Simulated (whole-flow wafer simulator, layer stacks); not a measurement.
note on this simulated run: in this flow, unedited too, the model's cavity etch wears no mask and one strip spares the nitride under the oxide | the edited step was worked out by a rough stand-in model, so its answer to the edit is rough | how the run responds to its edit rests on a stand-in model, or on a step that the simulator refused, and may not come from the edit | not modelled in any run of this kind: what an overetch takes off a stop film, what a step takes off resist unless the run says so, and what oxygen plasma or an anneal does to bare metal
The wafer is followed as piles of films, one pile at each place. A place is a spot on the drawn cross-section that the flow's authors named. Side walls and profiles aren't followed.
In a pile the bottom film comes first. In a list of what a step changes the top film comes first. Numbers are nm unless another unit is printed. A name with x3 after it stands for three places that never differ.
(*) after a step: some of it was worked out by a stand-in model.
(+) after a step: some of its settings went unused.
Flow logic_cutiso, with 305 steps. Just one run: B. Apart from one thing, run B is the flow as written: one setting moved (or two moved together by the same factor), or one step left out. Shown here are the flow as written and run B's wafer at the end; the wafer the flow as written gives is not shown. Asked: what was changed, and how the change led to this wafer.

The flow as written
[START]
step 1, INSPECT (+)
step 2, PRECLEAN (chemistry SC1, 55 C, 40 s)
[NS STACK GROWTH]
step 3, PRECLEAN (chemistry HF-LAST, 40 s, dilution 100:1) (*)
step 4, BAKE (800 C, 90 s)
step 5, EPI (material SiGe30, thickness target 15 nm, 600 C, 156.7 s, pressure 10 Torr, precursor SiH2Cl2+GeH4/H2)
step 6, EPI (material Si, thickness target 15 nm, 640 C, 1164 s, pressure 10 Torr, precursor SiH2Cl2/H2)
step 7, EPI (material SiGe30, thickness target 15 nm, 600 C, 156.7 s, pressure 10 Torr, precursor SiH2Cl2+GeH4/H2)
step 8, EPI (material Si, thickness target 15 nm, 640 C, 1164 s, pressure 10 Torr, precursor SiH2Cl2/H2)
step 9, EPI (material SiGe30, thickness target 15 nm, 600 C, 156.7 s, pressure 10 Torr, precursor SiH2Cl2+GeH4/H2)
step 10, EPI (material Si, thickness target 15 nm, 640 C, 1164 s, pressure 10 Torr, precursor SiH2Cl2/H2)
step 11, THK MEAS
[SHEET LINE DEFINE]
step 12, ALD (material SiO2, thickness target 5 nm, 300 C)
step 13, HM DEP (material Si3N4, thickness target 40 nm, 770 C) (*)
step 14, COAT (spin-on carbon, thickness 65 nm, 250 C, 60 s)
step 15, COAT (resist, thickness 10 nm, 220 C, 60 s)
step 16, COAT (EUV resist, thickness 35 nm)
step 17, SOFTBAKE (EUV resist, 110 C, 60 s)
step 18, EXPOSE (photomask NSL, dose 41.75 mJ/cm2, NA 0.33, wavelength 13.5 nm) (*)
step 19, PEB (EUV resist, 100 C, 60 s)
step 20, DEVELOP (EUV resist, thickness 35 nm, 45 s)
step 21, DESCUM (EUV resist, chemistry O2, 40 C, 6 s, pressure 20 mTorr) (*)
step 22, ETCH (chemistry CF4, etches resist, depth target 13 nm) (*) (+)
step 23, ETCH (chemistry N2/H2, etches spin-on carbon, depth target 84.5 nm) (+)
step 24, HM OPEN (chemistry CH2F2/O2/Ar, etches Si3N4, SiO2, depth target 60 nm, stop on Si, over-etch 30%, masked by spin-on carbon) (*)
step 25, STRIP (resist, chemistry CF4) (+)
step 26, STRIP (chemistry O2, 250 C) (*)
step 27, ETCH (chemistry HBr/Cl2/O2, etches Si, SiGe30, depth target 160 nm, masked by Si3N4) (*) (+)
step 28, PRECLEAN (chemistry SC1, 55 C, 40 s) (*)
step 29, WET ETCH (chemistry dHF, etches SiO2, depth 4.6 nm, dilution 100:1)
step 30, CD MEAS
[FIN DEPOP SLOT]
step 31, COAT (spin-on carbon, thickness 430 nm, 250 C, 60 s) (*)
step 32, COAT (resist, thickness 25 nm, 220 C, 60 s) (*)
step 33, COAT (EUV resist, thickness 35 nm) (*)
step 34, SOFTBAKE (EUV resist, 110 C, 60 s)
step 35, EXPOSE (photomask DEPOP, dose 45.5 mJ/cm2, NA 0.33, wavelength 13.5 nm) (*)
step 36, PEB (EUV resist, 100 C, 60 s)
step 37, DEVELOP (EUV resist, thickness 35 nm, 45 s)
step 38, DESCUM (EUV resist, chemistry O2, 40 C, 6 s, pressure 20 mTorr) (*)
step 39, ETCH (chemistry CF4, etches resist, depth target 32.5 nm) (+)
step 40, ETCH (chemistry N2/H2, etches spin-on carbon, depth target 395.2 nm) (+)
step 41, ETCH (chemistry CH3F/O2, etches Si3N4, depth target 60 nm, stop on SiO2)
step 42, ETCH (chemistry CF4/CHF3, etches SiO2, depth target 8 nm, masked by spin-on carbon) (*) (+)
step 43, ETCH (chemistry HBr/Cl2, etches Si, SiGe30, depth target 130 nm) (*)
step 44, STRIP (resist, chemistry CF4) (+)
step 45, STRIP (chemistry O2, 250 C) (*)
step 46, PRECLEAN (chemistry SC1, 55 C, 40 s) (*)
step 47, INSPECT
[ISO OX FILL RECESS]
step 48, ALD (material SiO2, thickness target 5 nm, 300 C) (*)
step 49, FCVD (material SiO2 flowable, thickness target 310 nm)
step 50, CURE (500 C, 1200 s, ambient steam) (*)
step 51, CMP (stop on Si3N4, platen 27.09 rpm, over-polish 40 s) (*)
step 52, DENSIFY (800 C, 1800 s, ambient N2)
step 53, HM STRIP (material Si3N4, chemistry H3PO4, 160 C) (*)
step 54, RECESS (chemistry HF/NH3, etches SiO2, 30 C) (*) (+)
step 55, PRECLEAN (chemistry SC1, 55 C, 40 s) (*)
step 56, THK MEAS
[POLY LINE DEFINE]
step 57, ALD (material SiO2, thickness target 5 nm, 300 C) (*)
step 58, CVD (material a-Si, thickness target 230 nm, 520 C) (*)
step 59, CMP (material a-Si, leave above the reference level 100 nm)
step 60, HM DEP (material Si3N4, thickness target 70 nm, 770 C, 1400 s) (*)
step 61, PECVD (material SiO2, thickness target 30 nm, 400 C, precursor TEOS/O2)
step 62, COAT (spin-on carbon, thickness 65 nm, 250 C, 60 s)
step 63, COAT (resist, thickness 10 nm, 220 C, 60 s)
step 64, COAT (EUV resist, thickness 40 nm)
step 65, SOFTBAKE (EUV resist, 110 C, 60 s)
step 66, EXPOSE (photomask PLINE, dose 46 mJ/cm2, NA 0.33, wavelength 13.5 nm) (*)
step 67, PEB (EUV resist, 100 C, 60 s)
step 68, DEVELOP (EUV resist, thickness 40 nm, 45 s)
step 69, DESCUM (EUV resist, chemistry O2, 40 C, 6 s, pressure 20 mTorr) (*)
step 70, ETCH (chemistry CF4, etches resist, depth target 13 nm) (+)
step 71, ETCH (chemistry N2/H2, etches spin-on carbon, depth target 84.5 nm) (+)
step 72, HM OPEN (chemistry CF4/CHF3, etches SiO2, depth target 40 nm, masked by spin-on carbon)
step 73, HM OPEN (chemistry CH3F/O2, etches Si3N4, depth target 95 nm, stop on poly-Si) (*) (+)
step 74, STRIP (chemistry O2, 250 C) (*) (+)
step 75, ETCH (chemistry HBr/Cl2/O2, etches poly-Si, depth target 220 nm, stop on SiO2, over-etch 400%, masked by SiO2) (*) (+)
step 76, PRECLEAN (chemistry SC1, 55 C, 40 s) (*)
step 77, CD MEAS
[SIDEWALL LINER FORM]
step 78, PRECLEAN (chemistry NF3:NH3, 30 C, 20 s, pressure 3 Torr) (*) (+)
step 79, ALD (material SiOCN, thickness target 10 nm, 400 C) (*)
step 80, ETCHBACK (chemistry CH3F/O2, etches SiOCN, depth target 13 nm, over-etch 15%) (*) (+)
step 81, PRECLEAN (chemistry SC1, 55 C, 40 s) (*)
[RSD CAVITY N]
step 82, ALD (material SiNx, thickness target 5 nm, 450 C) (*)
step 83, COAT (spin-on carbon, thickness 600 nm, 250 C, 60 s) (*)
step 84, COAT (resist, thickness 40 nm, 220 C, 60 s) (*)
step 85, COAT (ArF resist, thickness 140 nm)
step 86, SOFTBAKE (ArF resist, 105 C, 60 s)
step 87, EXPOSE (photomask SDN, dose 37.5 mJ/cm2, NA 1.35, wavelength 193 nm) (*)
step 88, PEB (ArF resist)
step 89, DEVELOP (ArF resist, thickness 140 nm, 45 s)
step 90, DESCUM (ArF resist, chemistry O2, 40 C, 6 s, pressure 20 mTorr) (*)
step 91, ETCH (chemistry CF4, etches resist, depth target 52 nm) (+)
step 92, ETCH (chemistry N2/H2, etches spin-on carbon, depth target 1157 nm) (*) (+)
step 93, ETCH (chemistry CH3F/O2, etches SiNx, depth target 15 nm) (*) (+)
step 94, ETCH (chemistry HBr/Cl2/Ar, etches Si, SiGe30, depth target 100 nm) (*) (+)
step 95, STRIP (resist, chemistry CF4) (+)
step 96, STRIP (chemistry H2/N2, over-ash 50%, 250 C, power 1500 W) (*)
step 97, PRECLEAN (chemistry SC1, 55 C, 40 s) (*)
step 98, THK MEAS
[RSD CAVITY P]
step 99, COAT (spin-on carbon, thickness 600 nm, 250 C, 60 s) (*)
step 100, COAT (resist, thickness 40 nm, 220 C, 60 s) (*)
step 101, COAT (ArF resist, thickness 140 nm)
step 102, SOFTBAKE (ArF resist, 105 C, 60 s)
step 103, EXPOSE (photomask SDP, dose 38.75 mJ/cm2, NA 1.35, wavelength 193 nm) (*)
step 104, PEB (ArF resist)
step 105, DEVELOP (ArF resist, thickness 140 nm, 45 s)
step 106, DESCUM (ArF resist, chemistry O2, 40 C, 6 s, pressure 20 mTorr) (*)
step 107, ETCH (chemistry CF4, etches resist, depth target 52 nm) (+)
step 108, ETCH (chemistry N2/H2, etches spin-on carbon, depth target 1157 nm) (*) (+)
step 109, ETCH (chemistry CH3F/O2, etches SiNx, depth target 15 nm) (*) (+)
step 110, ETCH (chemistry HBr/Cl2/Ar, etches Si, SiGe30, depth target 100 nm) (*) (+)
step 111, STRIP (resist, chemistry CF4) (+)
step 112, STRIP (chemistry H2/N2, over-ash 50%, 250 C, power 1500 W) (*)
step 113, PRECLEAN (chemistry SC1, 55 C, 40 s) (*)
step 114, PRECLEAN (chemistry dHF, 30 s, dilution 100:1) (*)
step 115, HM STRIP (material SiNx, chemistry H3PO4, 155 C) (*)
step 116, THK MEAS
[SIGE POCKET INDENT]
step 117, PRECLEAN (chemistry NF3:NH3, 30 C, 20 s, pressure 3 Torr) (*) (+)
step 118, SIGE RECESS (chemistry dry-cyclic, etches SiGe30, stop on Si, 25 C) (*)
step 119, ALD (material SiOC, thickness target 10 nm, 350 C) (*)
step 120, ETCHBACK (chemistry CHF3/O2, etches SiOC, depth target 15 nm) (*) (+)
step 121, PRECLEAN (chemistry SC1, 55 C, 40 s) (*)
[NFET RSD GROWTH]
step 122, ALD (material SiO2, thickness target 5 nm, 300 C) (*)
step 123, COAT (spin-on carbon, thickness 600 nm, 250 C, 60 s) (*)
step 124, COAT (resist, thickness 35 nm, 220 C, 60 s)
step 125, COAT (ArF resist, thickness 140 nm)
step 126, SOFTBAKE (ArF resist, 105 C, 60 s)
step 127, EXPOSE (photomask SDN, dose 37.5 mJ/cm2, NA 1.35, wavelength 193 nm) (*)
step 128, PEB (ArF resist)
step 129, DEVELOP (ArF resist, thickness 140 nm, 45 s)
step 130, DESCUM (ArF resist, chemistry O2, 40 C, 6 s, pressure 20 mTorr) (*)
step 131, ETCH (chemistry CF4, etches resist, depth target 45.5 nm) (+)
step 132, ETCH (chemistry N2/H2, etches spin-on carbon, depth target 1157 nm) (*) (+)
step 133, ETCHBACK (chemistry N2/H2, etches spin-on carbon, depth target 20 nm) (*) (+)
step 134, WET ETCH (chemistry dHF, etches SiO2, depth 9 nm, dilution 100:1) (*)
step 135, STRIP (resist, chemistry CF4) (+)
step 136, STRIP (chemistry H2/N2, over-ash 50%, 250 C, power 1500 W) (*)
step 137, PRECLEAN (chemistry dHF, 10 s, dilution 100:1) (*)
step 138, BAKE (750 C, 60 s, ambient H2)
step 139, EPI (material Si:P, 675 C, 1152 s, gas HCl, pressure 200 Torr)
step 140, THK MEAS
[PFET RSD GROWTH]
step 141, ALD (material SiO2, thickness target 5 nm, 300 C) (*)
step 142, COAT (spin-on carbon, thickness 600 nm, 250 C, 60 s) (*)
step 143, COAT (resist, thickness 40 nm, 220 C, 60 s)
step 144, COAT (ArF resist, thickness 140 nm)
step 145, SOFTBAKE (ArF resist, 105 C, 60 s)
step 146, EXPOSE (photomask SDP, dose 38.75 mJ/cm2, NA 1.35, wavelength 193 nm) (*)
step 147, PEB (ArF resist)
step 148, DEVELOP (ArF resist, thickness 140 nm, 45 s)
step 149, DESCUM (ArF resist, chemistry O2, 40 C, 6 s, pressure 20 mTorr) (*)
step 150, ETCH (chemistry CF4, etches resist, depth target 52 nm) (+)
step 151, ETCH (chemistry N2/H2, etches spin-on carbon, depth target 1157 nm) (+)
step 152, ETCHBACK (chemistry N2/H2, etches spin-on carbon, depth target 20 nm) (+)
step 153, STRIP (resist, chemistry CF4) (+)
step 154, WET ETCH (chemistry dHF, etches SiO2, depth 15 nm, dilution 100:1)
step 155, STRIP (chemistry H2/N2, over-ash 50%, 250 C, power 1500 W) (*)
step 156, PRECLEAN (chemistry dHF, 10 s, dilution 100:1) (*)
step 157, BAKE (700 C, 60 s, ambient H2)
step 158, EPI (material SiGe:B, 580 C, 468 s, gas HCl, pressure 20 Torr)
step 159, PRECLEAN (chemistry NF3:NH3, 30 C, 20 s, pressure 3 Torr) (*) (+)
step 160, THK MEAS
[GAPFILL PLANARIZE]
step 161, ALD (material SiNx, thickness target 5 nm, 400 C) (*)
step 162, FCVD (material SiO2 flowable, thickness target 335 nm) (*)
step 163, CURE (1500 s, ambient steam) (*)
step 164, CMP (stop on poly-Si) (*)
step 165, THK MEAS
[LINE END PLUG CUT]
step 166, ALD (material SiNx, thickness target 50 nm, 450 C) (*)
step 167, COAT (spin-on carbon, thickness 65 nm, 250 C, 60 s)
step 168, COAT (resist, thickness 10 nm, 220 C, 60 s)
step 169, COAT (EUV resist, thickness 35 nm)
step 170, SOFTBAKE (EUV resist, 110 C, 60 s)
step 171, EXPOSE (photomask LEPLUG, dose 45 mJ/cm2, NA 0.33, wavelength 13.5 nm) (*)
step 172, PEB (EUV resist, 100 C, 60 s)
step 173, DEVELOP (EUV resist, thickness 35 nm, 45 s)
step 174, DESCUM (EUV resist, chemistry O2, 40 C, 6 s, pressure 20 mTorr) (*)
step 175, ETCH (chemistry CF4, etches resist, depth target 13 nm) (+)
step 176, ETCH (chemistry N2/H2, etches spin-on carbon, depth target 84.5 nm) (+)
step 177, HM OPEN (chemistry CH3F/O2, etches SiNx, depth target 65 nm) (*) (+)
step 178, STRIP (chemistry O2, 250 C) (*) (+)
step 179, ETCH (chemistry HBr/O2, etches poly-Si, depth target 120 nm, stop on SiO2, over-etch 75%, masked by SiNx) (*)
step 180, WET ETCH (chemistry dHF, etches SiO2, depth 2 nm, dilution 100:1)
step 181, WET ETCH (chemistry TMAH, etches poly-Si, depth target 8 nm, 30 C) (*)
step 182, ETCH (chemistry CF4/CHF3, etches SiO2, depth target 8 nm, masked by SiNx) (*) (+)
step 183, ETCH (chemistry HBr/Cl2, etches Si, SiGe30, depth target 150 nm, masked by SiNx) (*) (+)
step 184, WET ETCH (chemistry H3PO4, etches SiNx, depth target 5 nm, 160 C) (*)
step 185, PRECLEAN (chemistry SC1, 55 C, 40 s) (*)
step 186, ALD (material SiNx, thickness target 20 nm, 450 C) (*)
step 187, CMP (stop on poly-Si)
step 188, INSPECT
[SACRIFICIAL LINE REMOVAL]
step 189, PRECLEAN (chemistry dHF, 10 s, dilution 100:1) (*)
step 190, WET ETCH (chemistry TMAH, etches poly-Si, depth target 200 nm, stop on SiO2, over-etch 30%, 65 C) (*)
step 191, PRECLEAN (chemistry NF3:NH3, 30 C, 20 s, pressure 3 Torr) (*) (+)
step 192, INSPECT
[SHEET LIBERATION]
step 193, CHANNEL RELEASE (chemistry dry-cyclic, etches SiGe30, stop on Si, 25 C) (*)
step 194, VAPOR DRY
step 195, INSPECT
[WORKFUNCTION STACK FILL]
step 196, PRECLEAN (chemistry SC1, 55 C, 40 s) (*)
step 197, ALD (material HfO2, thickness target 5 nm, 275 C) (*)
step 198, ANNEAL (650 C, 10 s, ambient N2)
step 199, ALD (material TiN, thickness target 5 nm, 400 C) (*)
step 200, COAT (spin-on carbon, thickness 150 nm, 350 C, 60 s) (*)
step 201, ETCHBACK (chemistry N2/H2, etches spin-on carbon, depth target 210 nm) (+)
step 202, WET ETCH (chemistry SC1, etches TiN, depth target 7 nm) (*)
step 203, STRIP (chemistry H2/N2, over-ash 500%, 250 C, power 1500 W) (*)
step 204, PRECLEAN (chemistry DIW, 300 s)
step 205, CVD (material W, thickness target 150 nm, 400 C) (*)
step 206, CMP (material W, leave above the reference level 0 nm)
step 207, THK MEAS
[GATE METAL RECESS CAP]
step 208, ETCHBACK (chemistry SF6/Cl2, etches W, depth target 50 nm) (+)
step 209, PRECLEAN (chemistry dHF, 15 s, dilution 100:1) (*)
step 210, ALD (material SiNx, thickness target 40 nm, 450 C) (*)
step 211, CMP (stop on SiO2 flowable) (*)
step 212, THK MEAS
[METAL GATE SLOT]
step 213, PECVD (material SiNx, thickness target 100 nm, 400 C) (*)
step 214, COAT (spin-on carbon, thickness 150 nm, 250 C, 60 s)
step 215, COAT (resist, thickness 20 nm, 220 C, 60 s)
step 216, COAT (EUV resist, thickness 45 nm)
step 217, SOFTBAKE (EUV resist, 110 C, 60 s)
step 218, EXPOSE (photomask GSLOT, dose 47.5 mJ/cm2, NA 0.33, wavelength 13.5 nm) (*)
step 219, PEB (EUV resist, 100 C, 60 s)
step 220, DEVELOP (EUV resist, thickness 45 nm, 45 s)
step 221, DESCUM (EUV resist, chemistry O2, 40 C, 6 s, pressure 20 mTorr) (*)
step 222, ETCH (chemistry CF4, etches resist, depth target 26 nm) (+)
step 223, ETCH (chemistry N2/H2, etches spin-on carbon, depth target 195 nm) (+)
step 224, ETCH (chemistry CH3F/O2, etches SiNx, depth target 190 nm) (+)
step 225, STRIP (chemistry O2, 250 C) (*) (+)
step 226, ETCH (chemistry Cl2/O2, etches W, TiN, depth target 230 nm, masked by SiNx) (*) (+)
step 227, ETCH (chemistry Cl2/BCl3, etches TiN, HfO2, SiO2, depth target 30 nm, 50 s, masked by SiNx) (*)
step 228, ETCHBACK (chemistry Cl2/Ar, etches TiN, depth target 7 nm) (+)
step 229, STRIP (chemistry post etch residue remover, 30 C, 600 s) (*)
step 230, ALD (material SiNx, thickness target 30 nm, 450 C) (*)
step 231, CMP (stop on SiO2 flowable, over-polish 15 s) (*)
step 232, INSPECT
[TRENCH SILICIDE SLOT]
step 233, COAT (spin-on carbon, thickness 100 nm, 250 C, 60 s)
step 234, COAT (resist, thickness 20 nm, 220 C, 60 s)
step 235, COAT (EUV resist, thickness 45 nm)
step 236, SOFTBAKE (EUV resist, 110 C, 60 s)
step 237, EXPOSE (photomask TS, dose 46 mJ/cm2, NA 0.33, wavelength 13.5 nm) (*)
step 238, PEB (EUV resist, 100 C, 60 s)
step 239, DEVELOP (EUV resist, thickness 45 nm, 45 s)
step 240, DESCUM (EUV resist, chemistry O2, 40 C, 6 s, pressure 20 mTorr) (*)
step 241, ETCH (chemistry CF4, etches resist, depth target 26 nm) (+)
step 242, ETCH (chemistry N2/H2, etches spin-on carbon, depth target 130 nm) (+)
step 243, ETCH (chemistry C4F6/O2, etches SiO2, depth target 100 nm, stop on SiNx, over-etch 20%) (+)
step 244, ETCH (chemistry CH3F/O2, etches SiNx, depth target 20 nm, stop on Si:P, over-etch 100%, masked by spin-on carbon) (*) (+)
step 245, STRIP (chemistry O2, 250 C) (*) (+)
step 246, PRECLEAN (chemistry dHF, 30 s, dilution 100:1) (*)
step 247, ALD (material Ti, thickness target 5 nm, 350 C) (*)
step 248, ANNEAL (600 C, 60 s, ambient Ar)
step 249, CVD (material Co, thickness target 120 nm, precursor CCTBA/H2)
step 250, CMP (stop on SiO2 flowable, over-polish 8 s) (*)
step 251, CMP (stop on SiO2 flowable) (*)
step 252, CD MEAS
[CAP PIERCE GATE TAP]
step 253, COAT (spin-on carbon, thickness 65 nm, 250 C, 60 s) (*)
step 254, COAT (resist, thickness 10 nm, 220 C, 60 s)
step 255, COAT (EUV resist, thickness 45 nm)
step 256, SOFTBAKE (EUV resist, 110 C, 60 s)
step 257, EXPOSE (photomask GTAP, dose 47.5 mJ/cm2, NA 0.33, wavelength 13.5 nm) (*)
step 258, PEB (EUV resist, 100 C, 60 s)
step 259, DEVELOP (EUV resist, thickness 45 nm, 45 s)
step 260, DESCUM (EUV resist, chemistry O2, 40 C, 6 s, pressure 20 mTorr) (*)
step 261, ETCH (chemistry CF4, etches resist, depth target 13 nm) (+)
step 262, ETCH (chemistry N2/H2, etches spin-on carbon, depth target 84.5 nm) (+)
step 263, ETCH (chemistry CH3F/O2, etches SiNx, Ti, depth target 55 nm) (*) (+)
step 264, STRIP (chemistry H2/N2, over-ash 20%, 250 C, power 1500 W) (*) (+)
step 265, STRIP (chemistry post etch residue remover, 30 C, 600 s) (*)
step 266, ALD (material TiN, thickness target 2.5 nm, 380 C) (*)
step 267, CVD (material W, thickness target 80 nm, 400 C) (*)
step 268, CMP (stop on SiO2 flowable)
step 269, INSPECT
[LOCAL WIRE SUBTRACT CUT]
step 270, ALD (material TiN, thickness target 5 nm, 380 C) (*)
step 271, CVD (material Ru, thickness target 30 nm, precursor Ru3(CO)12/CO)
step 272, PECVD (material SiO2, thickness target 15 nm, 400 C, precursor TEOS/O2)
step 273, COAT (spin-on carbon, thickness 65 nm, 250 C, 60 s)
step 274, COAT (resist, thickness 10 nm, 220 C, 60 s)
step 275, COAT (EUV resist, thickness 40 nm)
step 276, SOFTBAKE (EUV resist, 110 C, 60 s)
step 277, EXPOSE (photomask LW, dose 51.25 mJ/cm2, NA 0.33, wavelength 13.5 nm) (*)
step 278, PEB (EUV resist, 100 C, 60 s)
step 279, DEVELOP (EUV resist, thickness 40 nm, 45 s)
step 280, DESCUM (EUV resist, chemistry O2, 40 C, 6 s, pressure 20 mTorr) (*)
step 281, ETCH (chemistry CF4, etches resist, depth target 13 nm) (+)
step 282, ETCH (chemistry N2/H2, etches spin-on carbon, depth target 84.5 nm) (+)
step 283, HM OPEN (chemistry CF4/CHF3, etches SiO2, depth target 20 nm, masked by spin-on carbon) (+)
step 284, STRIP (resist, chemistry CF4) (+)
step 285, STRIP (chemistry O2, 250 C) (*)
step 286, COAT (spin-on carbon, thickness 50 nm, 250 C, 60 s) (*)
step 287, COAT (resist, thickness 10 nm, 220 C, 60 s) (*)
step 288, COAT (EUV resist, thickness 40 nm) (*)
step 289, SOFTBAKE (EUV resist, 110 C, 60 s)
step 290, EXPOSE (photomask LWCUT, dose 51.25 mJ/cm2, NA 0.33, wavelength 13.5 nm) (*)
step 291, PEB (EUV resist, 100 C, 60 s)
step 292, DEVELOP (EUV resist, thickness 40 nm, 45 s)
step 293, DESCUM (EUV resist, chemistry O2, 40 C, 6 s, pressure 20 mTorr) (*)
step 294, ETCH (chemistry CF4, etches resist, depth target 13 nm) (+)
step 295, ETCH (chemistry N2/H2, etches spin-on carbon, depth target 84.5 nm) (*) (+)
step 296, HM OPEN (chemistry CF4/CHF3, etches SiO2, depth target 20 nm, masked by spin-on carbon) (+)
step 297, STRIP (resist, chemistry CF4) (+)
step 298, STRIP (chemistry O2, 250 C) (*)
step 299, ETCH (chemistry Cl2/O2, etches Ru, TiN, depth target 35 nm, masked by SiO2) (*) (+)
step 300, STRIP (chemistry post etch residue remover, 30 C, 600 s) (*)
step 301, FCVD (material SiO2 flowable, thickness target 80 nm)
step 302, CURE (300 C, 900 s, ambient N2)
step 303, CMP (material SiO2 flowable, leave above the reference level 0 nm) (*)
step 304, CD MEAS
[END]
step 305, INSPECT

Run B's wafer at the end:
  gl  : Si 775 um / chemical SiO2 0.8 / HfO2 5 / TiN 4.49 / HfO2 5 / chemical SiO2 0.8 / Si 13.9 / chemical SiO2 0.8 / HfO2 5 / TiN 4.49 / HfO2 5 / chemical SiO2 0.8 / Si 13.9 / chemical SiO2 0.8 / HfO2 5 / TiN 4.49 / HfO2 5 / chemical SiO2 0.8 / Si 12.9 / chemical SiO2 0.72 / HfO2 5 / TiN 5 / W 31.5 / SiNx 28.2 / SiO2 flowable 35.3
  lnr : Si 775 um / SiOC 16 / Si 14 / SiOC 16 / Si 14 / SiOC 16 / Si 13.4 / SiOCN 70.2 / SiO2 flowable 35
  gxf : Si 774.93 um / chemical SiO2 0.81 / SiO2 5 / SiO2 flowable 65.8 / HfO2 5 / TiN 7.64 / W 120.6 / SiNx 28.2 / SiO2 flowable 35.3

What caused this: step 75, ETCH: over-etch 180% was run, whereas the flow has over-etch 400%.

How this came from the change, step by step:
  step 75, ETCH (chemistry HBr/Cl2/O2, etches poly-Si, depth target 220 nm, stop on SiO2, over-etch 400%, masked by SiO2) (*) (+)
      lnr, lnrp, lnrt, rsdn, rsdp, rsdw, rsdx: chemical SiO2 loses 0.79 (all of it), poly-Si loses 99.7 (all of it), SiO2 loses 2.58 (it would be, as written: chemical SiO2 loses 0.79 (all of it), poly-Si loses 99.7 (all of it), SiO2 loses 5 (all of it))
      depop, dpovl, gfld and 10 more: SiO2 loses 7.5 (it would be, as written: SiO2 loses 9.58)
      (also at 2 further places)
  step 78, PRECLEAN (chemistry NF3:NH3, 30 C, 20 s, pressure 3 Torr) (*) (+)
      lnr, lnrp, lnrt, rsdn, rsdp, rsdw, rsdx: SiO2 loses 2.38 (all of it), chemical SiO2 loses 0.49 (all of it) (it would be, as written: chemical SiO2 loses 0.52 (all of it))
      iso, lnri: SiO2 loses 2.83 (all of it), SiO2 flowable loses 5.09 (it would be, as written: SiO2 loses 0.41 (all of it), SiO2 flowable loses 7.89)
  step 120, ETCHBACK (chemistry CHF3/O2, etches SiOC, depth target 15 nm) (*) (+)
      gl, tap: SiOC loses 10 (all of it), SiO2 loses 5 (it would be, as written: SiOC loses 10 (all of it), SiO2 loses 4.21 (all of it), Si3N4 loses 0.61)
      glp: SiOC loses 10 (all of it), SiO2 loses 5 (it would be, as written: SiOC loses 10 (all of it), SiO2 loses 4.25 (all of it), Si3N4 loses 0.58)
      (also at 2 further places)
  step 122, ALD (material SiO2, thickness target 5 nm, 300 C) (*)
      gl, glp, tap: SiO2 gains 5 (it would be, as written: SiO2 gains 5 (new film))
      gxn: SiO2 gains 7.09 (it would be, as written: SiO2 gains 6.76 (new film))
      (also at 1 further place)
  step 132, ETCH (chemistry N2/H2, etches spin-on carbon, depth target 1157 nm) (*) (+)
      gl, tap: spin-on carbon loses 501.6 (all of it), SiO2 loses 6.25 (all of it) (it would be, as written: spin-on carbon loses 501.7 (all of it), SiO2 loses 5 (all of it), Si3N4 loses 0.5)
  step 133, ETCHBACK (chemistry N2/H2, etches spin-on carbon, depth target 20 nm) (*) (+)
      gxn: SiO2 loses 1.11 (it would be, as written: SiO2 loses 0.7 (all of it), Si3N4 loses 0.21)
  step 134, WET ETCH (chemistry dHF, etches SiO2, depth 9 nm, dilution 100:1) (*)
      gxn: SiO2 loses 2.12 (all of it), Si3N4 loses 0.2 (it would be, as written: Si3N4 loses 0.34)
  step 141, ALD (material SiO2, thickness target 5 nm, 300 C) (*)
      gxn: SiO2 gains 11.8 (new film) (it would be, as written: SiO2 gains 10.1 (new film))
  step 153, STRIP (resist, chemistry CF4) (+)
      gxp: SiO2 loses 5.33 (it would be, as written: SiO2 loses 3.06 (all of it))
      glp: SiO2 loses 2.61 (all of it) (it would be, as written: SiO2 loses 1.36 (all of it))
  step 161, ALD (material SiNx, thickness target 5 nm, 400 C) (*)
      gxp: SiNx gains 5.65 (new film) (it would be, as written: SiNx gains 5 (new film))
  step 164, CMP (stop on poly-Si) (*)
      depop, dpovl, isow, ns, nsgap: SiO2 flowable loses 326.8 (all of it), SiNx loses 5 (all of it), SiO2 loses 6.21 (all of it), Si3N4 loses 70 (all of it) (it would be, as written: SiO2 flowable loses 326.8 (all of it), SiNx loses 5 (all of it), SiO2 loses 4.13 (all of it), Si3N4 loses 70 (all of it))
      gfld, gxf: SiO2 flowable loses 251.5 (all of it), SiNx loses 5 (all of it), SiO2 loses 6.21 (all of it), Si3N4 loses 70 (all of it) (it would be, as written: SiO2 flowable loses 251.9 (all of it), SiNx loses 5 (all of it), SiO2 loses 4.13 (all of it), Si3N4 loses 70 (all of it))
      (also at 9 further places)
  step 197, ALD (material HfO2, thickness target 5 nm, 275 C) (*)
      gxf: HfO2 gains 5 (new film) (it would be, as written: HfO2 gains 7.7 (new film))
  step 199, ALD (material TiN, thickness target 5 nm, 400 C) (*)
      gfld: TiN gains 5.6 (new film) (it would be, as written: TiN gains 7.64 (new film))
      gxf: TiN gains 7.64 (new film) (it would be, as written: TiN gains 5 (new film))
  step 226, ETCH (chemistry Cl2/O2, etches W, TiN, depth target 230 nm, masked by SiNx) (*) (+)
      gfld: W loses 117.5 (all of it), TiN loses 5.6 (all of it), HfO2 loses 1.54 (it would be, as written: W loses 115.4 (all of it), TiN loses 7.64 (all of it), HfO2 loses 1.54)
